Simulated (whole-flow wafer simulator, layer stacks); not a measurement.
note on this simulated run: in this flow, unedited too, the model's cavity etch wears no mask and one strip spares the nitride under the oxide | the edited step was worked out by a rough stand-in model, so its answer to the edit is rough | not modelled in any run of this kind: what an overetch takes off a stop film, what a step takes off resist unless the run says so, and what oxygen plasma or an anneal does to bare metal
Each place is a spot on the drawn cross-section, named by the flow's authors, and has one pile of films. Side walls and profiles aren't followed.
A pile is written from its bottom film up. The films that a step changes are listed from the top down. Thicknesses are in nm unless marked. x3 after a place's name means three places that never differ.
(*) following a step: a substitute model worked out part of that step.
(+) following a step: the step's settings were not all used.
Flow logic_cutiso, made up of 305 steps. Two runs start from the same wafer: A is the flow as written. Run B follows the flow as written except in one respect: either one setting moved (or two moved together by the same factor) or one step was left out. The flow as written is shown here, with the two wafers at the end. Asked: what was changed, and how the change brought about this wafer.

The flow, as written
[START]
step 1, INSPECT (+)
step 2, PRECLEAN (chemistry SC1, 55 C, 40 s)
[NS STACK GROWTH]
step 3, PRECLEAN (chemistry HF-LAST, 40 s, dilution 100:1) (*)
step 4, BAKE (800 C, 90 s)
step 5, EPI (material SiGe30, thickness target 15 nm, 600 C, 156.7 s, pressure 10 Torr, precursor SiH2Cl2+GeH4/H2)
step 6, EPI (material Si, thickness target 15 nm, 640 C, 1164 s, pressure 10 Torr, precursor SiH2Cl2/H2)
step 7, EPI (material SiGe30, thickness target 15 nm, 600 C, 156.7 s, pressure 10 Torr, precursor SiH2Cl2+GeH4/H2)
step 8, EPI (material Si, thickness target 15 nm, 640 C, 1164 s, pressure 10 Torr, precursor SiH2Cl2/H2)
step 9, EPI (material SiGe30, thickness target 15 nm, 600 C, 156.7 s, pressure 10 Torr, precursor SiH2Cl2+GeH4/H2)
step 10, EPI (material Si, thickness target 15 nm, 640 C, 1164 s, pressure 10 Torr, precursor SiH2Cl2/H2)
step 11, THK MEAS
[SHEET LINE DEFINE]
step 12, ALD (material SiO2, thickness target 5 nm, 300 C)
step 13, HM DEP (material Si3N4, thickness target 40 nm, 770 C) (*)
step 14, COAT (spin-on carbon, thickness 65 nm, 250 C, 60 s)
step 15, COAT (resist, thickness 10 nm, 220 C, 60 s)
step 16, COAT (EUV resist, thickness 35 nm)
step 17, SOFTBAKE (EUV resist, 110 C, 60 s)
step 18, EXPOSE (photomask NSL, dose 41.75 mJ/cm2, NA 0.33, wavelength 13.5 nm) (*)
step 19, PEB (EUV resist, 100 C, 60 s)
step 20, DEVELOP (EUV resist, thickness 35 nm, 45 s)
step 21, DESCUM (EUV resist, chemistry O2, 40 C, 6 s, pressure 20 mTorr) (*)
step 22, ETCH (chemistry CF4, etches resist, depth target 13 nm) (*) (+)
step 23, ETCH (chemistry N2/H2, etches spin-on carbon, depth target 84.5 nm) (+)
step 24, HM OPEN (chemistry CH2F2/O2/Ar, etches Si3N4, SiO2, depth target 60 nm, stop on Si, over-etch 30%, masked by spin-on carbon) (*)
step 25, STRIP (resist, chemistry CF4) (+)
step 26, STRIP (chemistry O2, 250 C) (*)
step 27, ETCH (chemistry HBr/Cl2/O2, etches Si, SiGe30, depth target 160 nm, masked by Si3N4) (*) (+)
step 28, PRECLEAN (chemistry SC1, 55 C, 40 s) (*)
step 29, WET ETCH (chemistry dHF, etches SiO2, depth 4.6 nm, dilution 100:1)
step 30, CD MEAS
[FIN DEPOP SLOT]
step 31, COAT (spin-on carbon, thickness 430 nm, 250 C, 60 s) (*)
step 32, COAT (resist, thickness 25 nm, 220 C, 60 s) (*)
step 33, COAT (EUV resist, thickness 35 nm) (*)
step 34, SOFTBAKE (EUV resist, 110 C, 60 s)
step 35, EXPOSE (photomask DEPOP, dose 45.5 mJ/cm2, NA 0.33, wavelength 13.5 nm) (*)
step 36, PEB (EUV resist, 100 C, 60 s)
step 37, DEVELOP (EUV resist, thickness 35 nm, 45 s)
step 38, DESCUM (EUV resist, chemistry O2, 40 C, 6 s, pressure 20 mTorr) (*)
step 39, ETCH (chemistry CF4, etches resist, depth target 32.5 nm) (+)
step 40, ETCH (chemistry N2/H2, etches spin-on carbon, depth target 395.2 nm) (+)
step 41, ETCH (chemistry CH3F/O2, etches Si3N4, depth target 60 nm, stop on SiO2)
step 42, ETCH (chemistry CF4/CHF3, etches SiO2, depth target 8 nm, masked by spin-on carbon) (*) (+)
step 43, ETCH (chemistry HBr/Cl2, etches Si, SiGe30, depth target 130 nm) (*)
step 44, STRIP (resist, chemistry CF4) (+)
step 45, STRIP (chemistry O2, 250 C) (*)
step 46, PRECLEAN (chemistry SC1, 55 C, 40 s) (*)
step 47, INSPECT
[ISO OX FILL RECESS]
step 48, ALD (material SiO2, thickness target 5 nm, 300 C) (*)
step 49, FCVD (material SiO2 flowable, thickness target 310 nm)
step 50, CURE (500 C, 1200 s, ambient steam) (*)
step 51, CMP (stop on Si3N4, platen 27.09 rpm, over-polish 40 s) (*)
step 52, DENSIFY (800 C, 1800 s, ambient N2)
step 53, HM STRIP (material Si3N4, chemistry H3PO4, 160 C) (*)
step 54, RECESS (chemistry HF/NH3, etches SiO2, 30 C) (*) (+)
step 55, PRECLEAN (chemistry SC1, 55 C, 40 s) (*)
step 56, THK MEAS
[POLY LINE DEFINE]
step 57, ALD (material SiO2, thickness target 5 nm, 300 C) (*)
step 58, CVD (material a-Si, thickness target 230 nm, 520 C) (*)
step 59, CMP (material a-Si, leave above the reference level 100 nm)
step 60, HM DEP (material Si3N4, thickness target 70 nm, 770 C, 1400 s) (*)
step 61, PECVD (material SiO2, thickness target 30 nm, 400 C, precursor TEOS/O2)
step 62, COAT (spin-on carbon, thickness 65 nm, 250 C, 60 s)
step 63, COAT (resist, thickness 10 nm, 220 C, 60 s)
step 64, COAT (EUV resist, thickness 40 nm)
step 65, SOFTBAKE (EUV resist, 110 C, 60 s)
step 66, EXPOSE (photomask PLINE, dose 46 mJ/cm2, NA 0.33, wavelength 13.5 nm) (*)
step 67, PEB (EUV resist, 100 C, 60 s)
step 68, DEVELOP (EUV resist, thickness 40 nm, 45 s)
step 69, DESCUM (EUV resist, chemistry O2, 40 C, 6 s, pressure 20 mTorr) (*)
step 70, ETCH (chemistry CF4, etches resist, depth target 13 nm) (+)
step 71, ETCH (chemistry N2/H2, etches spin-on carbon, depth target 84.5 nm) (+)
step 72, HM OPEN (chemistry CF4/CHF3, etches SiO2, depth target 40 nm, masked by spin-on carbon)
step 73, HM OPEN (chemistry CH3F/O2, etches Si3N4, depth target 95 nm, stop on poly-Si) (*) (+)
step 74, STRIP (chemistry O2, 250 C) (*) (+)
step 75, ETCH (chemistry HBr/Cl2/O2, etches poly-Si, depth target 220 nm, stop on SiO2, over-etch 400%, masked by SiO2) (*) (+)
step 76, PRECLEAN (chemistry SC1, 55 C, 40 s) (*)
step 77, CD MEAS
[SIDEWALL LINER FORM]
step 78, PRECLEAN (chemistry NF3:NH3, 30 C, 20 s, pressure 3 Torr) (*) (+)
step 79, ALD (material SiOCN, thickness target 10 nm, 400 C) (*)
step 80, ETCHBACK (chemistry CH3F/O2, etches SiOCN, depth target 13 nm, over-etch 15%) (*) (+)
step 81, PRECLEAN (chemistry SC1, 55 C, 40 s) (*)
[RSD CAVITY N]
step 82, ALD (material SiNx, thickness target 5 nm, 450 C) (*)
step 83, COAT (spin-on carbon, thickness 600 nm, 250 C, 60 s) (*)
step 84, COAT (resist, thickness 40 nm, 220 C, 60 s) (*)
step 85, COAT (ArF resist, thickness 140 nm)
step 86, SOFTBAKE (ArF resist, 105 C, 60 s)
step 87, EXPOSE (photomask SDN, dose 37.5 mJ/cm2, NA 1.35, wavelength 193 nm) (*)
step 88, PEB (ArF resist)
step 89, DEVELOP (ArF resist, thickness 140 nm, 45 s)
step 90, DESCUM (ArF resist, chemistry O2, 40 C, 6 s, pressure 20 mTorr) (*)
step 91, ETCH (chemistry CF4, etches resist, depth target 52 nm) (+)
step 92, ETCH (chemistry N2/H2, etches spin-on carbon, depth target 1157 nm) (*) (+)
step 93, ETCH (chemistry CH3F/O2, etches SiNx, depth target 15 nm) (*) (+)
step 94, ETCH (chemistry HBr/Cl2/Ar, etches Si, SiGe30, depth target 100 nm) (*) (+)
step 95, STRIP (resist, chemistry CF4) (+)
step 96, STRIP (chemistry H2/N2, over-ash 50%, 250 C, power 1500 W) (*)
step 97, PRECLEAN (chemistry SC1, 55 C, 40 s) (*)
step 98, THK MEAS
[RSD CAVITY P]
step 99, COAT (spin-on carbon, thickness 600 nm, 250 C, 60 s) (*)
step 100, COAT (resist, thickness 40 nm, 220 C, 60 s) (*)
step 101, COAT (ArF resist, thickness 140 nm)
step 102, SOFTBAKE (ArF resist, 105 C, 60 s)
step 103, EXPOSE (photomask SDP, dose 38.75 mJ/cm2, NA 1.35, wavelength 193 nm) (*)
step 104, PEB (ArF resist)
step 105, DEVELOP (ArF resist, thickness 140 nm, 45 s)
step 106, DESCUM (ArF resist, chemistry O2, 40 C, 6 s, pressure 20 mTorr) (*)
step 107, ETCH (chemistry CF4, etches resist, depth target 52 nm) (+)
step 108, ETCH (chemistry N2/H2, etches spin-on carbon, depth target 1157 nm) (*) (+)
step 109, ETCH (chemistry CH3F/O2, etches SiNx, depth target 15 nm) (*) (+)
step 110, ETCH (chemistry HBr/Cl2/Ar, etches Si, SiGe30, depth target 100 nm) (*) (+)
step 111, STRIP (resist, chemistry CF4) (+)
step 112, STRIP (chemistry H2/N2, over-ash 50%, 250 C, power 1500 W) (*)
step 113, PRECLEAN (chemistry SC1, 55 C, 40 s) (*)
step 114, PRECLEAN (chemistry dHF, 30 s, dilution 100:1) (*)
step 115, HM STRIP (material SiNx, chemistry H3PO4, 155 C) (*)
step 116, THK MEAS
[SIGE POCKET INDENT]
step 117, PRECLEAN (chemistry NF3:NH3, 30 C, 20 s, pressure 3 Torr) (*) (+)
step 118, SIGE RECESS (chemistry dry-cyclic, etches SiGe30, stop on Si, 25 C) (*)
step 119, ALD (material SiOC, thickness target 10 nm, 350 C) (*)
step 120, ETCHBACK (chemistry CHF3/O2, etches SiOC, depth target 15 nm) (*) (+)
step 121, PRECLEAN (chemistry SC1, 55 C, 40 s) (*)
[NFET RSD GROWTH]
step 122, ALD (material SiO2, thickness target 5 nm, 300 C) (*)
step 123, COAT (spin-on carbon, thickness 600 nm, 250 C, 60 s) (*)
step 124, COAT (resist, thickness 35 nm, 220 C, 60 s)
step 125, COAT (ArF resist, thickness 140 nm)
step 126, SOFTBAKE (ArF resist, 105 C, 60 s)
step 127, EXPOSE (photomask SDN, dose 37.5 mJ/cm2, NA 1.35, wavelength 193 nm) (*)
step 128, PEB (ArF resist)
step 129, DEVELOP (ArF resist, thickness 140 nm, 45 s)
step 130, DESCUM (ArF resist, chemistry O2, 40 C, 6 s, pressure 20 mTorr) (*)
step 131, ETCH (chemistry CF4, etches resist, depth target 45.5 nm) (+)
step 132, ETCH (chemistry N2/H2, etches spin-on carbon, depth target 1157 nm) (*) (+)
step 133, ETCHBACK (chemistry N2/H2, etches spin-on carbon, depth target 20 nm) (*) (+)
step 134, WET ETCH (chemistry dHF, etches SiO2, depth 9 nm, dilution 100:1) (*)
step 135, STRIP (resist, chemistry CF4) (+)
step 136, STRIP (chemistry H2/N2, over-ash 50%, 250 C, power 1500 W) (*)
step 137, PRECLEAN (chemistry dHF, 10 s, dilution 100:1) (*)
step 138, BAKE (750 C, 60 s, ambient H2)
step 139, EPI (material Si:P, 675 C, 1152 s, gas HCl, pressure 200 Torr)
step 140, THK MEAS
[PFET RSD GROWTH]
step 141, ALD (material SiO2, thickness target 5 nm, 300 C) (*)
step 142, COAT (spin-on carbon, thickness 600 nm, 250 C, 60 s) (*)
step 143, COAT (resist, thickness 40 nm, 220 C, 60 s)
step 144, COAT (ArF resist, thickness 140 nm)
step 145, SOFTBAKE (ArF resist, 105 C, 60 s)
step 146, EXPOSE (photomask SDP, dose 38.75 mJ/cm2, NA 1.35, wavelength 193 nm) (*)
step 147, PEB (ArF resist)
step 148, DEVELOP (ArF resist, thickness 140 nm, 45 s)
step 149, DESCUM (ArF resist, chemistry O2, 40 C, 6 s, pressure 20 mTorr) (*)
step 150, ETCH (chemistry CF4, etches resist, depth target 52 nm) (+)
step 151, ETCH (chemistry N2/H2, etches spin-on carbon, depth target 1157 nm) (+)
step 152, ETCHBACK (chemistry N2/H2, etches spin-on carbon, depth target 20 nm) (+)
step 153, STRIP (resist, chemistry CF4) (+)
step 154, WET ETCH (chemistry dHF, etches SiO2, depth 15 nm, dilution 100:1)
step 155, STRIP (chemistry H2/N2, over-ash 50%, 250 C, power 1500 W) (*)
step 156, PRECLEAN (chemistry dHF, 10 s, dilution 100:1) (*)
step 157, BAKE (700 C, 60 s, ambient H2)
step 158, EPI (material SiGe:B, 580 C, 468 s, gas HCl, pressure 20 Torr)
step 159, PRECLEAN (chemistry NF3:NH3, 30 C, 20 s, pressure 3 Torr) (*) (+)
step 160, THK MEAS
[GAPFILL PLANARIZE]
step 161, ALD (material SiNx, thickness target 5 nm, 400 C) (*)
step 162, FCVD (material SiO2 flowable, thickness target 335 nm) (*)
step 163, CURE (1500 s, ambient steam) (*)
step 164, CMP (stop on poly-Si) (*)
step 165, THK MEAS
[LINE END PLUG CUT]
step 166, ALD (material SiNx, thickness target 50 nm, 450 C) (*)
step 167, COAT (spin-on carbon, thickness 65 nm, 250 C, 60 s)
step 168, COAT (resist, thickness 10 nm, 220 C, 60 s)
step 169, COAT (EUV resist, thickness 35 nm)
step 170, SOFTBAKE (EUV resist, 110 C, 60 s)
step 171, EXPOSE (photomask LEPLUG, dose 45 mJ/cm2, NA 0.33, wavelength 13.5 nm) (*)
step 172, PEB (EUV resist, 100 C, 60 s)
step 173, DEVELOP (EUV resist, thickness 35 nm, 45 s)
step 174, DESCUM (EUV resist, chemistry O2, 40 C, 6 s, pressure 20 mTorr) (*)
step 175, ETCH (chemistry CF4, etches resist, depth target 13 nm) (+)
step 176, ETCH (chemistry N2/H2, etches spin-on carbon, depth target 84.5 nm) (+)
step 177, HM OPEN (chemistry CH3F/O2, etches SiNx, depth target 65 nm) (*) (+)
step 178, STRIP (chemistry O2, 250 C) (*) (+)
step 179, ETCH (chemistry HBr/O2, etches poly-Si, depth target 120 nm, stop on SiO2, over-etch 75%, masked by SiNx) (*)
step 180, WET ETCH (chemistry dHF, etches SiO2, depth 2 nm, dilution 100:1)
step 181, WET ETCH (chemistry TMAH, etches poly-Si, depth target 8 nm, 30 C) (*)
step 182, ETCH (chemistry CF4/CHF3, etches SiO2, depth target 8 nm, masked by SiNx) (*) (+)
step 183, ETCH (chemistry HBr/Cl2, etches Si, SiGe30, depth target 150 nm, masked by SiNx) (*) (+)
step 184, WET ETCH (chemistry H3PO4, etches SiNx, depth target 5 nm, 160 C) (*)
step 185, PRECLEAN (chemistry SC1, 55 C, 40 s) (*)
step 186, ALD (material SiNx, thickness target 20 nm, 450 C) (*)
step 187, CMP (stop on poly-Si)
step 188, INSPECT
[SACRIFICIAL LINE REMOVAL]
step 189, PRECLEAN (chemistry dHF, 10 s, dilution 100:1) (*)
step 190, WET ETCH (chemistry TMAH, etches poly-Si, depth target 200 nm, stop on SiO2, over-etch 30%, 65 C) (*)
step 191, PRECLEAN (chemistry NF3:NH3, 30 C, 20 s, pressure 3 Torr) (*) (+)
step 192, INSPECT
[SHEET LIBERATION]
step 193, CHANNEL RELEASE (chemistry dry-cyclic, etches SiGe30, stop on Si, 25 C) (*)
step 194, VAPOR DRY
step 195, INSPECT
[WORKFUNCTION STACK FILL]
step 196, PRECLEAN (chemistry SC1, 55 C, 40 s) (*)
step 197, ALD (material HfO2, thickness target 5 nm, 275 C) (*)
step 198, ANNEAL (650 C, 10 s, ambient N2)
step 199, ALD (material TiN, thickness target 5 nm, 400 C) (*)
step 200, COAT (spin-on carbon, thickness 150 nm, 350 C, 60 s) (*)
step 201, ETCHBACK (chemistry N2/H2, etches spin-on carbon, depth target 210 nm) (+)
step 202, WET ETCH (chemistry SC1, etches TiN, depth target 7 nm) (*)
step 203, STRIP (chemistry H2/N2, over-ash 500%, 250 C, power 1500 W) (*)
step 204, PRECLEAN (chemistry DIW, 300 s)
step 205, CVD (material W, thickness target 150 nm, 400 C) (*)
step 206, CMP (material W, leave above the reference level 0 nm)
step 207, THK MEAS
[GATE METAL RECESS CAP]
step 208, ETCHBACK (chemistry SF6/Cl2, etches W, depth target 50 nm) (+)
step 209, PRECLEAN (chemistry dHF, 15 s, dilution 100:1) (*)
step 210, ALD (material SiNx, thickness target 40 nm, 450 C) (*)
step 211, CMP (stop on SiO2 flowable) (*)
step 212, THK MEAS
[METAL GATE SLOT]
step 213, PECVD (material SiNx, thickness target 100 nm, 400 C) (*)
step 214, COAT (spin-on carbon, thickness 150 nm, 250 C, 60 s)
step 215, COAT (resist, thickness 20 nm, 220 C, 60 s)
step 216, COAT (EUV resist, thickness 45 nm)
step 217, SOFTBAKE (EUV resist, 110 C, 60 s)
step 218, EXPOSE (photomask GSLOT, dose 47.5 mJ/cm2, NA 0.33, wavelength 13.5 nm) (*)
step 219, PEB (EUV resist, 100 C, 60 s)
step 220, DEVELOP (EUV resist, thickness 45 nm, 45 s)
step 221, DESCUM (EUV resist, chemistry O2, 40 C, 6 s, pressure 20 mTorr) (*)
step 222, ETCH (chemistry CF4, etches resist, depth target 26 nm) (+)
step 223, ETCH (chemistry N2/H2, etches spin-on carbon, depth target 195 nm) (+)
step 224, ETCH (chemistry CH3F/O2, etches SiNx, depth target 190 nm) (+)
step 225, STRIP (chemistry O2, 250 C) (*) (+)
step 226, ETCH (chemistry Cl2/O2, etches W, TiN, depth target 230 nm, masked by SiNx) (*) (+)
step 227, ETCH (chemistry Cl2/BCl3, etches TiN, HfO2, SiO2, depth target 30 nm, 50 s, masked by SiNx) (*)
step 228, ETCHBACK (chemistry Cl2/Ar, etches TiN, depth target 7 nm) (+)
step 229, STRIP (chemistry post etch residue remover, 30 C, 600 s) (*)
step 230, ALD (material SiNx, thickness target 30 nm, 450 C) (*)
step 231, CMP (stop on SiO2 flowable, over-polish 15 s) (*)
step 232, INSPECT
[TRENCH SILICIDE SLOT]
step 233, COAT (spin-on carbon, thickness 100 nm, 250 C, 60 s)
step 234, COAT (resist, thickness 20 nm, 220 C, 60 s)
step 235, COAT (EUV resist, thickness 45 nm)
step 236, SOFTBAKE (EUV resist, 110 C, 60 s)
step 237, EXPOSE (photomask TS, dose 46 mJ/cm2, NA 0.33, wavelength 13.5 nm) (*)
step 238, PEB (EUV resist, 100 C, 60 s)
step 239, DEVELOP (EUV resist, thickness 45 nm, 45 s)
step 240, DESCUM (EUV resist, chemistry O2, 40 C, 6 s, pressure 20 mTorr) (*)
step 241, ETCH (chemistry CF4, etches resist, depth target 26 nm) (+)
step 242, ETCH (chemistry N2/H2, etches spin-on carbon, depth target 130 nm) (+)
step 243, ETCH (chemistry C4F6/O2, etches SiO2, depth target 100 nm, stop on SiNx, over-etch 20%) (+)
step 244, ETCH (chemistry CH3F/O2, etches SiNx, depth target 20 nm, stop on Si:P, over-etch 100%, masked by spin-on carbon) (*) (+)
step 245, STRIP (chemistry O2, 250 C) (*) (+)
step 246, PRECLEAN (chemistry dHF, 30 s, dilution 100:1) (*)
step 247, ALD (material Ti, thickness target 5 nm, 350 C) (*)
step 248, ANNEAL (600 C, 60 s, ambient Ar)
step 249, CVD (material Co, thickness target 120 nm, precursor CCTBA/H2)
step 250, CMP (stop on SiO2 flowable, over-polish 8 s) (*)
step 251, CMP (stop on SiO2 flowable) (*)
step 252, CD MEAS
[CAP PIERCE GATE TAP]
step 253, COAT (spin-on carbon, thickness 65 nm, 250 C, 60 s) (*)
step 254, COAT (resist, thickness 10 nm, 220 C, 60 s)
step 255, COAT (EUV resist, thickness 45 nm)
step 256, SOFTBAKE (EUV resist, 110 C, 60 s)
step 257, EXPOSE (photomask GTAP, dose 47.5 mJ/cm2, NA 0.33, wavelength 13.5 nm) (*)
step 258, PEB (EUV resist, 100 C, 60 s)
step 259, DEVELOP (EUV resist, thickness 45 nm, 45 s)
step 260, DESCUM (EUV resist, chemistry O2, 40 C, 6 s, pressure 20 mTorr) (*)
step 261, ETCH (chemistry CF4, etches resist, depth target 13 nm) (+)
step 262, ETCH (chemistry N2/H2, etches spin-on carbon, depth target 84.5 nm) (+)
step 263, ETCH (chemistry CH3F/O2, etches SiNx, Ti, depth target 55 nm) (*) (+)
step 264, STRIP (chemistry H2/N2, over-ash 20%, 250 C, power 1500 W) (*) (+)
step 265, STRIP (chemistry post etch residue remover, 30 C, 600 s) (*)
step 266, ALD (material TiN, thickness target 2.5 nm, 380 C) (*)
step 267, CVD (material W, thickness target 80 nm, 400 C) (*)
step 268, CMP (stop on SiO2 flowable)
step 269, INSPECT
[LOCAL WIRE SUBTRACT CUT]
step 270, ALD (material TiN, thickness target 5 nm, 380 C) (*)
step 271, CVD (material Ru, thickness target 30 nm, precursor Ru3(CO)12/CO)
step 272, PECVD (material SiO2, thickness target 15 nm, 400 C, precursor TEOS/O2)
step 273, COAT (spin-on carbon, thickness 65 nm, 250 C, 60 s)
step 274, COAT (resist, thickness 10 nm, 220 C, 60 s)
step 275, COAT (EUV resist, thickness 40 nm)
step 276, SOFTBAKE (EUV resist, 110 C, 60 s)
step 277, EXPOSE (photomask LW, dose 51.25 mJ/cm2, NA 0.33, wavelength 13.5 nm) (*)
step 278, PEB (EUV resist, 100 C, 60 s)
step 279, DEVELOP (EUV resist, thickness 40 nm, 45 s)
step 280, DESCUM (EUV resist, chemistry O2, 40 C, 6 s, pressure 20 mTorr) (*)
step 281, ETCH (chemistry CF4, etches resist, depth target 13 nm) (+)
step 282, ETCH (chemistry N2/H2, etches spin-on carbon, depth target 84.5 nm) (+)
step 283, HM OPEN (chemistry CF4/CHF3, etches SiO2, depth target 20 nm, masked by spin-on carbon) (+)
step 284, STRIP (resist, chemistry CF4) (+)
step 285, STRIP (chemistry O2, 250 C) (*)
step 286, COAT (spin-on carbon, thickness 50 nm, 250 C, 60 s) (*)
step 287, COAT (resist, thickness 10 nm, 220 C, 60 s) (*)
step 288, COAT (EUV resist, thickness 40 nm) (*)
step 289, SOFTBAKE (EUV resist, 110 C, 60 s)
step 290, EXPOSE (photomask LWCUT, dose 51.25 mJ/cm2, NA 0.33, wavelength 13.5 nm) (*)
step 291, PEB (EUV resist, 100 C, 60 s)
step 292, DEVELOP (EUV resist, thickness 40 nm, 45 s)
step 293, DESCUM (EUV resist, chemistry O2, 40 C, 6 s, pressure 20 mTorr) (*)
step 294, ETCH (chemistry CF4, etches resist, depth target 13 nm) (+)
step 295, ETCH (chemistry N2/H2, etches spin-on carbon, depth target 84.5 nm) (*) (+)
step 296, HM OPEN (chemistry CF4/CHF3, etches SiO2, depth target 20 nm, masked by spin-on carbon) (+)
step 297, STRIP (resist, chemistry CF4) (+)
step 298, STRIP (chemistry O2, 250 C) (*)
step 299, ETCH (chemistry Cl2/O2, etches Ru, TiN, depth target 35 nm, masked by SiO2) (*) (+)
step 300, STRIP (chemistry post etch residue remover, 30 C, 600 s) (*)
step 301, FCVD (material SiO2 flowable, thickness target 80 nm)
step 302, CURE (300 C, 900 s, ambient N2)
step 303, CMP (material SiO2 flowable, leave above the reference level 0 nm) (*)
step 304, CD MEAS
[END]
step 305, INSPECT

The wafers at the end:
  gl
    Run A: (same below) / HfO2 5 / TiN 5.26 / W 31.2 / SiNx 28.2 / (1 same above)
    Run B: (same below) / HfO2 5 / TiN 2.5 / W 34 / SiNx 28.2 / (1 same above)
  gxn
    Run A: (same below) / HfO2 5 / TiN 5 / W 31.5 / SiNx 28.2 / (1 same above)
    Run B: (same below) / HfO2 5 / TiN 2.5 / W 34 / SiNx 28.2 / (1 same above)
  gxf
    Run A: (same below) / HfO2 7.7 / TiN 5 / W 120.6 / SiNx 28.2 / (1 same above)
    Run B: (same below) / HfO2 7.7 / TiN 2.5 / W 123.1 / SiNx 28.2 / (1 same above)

What caused this: step 199, ALD: thickness target 2.5 nm was run, though the flow has thickness target 5 nm.
The wafer itself shows it: gxn has TiN 2.5, and step 199 as written asks for 5 nm.

How this came from the change, step by step:
  step 199, ALD (material TiN, thickness target 5 nm, 400 C) (*)
      depop, dpovl, gxf and 12 more: A TiN gains 5 (new film) | B TiN gains 2.5 (new film)
      gl, glp, tap: A TiN gains 5.26 (new film), TiN gains 4.49 (new film), cavity loses 4.49 (all of it), TiN gains 4.49 (new film), cavity loses 4.49 (all of it), TiN gains 4.49 (new film), cavity loses 4.49 (all of it) | B TiN gains 2.5 (new film), TiN gains 4.49 (new film), cavity loses 4.49 (all of it), TiN gains 4.49 (new film), cavity loses 4.49 (all of it), TiN gains 4.49 (new film), cavity loses 4.49 (all of it)
      (also at 4 further places)
  step 200, COAT (spin-on carbon, thickness 150 nm, 350 C, 60 s) (*)
      gl, glp: A spin-on carbon gains 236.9 (new film) | B spin-on carbon gains 229.6 (new film)
      gxn, gxp: A spin-on carbon gains 236.9 (new film) | B spin-on carbon gains 229.2 (new film)
      (also at 17 further places)
  step 201, ETCHBACK (chemistry N2/H2, etches spin-on carbon, depth target 210 nm) (+)
      lnr, lnrp: A spin-on carbon loses 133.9 (all of it) | B spin-on carbon loses 126.6 (all of it)
      rsdn, rsdw: A spin-on carbon loses 145.8 (all of it) | B spin-on carbon loses 138.3 (all of it)
      (also at 11 further places)
  step 202, WET ETCH (chemistry SC1, etches TiN, depth target 7 nm) (*)
      depop, dpovl, iso and 12 more: A TiN loses 5 (all of it) | B TiN loses 2.5 (all of it)
  step 203, STRIP (chemistry H2/N2, over-ash 500%, 250 C, power 1500 W) (*)
      gl, glp: A spin-on carbon loses 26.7 (all of it) | B spin-on carbon loses 19.4 (all of it)
      gxn, gxp: A spin-on carbon loses 26.8 (all of it) | B spin-on carbon loses 19 (all of it)
      (also at 3 further places)
  step 226, ETCH (chemistry Cl2/O2, etches W, TiN, depth target 230 nm, masked by SiNx) (*) (+)
      gfld: A W loses 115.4 (all of it), TiN loses 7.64 (all of it), HfO2 loses 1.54 | B W loses 120.6 (all of it), TiN loses 2.5 (all of it), HfO2 loses 1.54
